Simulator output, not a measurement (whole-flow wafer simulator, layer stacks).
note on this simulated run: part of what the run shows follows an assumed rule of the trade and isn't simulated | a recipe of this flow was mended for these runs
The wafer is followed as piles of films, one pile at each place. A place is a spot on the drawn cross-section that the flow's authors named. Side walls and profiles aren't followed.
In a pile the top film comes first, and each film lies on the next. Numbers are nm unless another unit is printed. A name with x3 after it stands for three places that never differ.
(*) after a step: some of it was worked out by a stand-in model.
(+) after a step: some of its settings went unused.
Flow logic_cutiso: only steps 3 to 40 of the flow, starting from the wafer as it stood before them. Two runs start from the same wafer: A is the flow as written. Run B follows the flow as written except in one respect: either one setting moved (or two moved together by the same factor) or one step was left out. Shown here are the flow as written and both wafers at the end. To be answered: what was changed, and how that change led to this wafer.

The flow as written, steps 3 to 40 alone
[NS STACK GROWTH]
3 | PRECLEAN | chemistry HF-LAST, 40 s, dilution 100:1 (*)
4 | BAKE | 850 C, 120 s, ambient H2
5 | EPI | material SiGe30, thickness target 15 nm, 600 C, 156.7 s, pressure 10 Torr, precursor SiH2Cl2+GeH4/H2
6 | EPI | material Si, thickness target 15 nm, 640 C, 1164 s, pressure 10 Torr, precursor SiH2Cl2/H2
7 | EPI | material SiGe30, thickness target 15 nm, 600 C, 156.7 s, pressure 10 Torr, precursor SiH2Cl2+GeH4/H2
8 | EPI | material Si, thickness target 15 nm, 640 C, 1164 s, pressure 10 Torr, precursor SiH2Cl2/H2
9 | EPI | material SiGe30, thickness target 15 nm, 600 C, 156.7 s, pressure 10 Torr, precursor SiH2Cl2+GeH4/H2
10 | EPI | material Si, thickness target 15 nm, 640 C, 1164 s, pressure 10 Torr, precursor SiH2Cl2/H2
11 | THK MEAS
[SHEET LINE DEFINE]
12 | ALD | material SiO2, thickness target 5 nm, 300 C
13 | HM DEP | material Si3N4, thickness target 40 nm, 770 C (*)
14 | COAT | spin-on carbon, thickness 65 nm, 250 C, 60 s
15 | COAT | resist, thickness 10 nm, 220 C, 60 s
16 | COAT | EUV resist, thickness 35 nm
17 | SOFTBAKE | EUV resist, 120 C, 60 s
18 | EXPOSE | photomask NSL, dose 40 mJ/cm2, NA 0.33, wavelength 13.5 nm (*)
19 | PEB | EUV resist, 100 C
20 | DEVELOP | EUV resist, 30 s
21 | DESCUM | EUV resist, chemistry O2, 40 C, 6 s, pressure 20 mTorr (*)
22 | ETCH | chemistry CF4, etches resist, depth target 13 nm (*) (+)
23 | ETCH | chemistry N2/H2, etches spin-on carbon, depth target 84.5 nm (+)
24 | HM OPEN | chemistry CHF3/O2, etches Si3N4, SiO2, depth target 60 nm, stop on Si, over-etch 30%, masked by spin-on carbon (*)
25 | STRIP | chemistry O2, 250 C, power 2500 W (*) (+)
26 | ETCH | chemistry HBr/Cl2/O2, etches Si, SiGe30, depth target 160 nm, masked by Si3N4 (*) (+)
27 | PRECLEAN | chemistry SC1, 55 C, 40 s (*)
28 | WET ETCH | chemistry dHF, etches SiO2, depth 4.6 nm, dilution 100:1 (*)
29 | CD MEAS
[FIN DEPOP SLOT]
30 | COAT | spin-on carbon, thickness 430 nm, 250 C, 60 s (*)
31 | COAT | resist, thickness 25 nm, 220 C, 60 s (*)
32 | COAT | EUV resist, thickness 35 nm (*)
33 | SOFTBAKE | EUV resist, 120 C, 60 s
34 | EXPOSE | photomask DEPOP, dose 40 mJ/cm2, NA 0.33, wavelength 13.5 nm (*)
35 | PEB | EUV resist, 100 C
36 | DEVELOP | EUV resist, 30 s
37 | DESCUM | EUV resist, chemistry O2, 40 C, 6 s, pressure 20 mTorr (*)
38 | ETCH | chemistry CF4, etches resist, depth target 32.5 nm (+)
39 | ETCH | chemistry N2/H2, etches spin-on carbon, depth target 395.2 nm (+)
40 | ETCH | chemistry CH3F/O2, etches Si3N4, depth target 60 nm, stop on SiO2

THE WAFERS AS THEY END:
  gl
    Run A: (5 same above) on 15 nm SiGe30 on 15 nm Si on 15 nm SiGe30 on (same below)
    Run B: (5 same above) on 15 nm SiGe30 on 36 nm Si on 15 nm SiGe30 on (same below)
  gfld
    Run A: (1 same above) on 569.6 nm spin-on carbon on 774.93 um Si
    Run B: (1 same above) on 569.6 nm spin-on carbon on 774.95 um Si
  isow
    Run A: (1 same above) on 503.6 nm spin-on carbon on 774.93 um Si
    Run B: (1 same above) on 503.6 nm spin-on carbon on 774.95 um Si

Cause: step 8, EPI: thickness target 36 nm was run, though the flow has thickness target 15 nm; step 8, EPI: 2795 s was run, where the flow has 1164 s.
One can read it off the wafer: gl has Si 36, and step 8 as written asks for 15 nm.

Step by step, how the change led to this:
  8 | EPI | material Si, thickness target 15 nm, 640 C, 1164 s, pressure 10 Torr, precursor SiH2Cl2/H2
      depop, dpovl, gfld and 19 more: A +15 Si (new film) | B +36 Si (new film)
  26 | ETCH | chemistry HBr/Cl2/O2, etches Si, SiGe30, depth target 160 nm, masked by Si3N4 (*) (+)
      dpovl, gfld, gxf, iso, isow, lnri, nsgap: A -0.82 chemical SiO2 (all of it), -12 Si (all of it), -15 SiGe30 (all of it), -15 Si (all of it), -15 SiGe30 (all of it), -15 Si (all of it), -15 SiGe30 (all of it), -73 Si | B -0.82 chemical SiO2 (all of it), -12 Si (all of it), -15 SiGe30 (all of it), -36 Si (all of it), -15 SiGe30 (all of it), -15 Si (all of it), -15 SiGe30 (all of it), -52 Si
